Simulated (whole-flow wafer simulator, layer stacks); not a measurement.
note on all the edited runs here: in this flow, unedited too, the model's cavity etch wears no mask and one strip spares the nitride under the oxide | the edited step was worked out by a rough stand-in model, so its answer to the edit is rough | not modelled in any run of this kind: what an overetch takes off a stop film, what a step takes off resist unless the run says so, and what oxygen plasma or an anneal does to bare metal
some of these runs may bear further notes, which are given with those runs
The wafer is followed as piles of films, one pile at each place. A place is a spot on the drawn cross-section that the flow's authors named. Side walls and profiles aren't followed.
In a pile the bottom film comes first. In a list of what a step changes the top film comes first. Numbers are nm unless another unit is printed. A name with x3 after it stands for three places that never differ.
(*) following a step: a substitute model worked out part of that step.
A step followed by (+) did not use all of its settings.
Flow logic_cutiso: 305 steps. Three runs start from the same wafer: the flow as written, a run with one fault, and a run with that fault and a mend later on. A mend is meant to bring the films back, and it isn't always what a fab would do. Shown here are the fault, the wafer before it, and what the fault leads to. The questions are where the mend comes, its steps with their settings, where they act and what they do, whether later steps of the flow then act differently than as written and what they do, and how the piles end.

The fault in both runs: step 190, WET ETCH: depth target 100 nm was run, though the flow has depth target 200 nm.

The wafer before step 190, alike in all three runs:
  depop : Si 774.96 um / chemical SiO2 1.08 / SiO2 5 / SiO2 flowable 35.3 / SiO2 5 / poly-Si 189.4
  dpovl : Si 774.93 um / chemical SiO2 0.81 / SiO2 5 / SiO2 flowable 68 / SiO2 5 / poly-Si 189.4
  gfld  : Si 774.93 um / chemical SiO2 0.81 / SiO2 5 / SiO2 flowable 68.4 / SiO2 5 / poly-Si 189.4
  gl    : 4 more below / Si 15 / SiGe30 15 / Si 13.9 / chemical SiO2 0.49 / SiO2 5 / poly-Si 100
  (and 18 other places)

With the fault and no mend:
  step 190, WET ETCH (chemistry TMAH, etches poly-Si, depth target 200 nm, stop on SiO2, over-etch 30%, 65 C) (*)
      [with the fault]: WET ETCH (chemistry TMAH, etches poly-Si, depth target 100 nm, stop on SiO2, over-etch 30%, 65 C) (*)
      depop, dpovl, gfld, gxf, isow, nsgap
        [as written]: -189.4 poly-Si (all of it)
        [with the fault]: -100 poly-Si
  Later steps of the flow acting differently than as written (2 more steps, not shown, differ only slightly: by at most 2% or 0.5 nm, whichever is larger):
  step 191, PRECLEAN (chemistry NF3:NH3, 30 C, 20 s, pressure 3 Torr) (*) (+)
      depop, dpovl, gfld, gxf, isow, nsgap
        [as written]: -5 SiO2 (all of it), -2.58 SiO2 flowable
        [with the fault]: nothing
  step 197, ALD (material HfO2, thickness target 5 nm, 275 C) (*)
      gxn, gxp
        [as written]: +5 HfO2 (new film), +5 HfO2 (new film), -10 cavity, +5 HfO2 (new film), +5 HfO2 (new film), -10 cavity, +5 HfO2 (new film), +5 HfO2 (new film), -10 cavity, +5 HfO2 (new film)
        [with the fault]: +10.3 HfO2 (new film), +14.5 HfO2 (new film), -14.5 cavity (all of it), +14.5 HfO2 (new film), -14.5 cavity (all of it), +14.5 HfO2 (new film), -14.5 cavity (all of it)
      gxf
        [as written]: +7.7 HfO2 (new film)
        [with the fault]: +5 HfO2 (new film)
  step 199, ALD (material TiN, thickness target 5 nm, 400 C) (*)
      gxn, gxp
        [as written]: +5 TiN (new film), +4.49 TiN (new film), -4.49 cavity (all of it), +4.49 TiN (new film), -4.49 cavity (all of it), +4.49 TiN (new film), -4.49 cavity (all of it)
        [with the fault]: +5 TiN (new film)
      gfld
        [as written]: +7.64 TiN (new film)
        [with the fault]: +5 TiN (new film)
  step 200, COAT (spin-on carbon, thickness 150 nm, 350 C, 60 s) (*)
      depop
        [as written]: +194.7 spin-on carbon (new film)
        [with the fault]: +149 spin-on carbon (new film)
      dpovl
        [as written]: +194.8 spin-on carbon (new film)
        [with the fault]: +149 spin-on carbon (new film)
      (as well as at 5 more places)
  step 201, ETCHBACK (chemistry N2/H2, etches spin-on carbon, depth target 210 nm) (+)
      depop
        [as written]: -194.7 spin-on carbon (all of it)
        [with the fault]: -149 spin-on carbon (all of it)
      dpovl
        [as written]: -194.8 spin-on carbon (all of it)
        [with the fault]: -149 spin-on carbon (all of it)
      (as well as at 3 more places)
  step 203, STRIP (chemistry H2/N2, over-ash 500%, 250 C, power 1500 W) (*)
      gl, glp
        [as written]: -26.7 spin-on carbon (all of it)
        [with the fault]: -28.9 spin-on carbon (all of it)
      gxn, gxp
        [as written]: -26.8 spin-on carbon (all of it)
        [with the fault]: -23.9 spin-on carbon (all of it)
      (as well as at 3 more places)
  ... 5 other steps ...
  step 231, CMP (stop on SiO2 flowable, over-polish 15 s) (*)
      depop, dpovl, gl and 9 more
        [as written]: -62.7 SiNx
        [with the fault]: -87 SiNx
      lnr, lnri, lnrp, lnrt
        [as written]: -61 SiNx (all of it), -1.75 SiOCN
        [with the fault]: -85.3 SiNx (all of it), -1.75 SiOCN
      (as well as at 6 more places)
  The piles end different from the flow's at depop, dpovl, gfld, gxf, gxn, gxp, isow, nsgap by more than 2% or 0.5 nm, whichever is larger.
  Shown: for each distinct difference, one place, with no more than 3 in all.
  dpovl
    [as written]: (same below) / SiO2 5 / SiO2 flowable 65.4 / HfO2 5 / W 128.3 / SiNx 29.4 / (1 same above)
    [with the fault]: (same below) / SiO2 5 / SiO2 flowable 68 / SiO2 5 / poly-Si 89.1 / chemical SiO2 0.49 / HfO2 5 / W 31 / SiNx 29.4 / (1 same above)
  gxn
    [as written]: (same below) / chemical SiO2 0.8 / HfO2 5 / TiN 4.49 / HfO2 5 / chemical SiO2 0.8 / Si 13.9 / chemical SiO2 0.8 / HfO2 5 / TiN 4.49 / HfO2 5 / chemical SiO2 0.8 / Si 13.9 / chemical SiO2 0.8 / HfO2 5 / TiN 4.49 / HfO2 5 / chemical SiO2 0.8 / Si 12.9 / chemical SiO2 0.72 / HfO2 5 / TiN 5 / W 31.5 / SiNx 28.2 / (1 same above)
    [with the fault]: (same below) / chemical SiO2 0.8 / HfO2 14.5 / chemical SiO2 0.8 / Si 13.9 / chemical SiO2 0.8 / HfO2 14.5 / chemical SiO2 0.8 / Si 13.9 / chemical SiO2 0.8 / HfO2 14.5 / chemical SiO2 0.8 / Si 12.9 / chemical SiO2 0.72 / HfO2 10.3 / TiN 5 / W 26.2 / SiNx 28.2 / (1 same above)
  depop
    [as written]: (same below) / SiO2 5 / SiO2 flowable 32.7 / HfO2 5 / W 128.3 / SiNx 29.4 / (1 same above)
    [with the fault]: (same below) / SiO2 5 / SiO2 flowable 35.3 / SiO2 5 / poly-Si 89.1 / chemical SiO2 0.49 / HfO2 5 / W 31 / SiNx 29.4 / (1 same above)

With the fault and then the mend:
  The mend follows step 190.
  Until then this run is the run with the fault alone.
  step 190a, WET ETCH (chemistry TMAH, etches poly-Si, depth target 100 nm, stop on SiO2, over-etch 30%, 65 C) (*) (the flow's step 190, run once more with other settings)
      depop, dpovl, gfld, gxf, isow, nsgap
        -89.4 poly-Si (all of it)
  Later steps of the flow that are run all act as written at every place that is followed.
  The piles end the same as the flow's at every place that both follow.
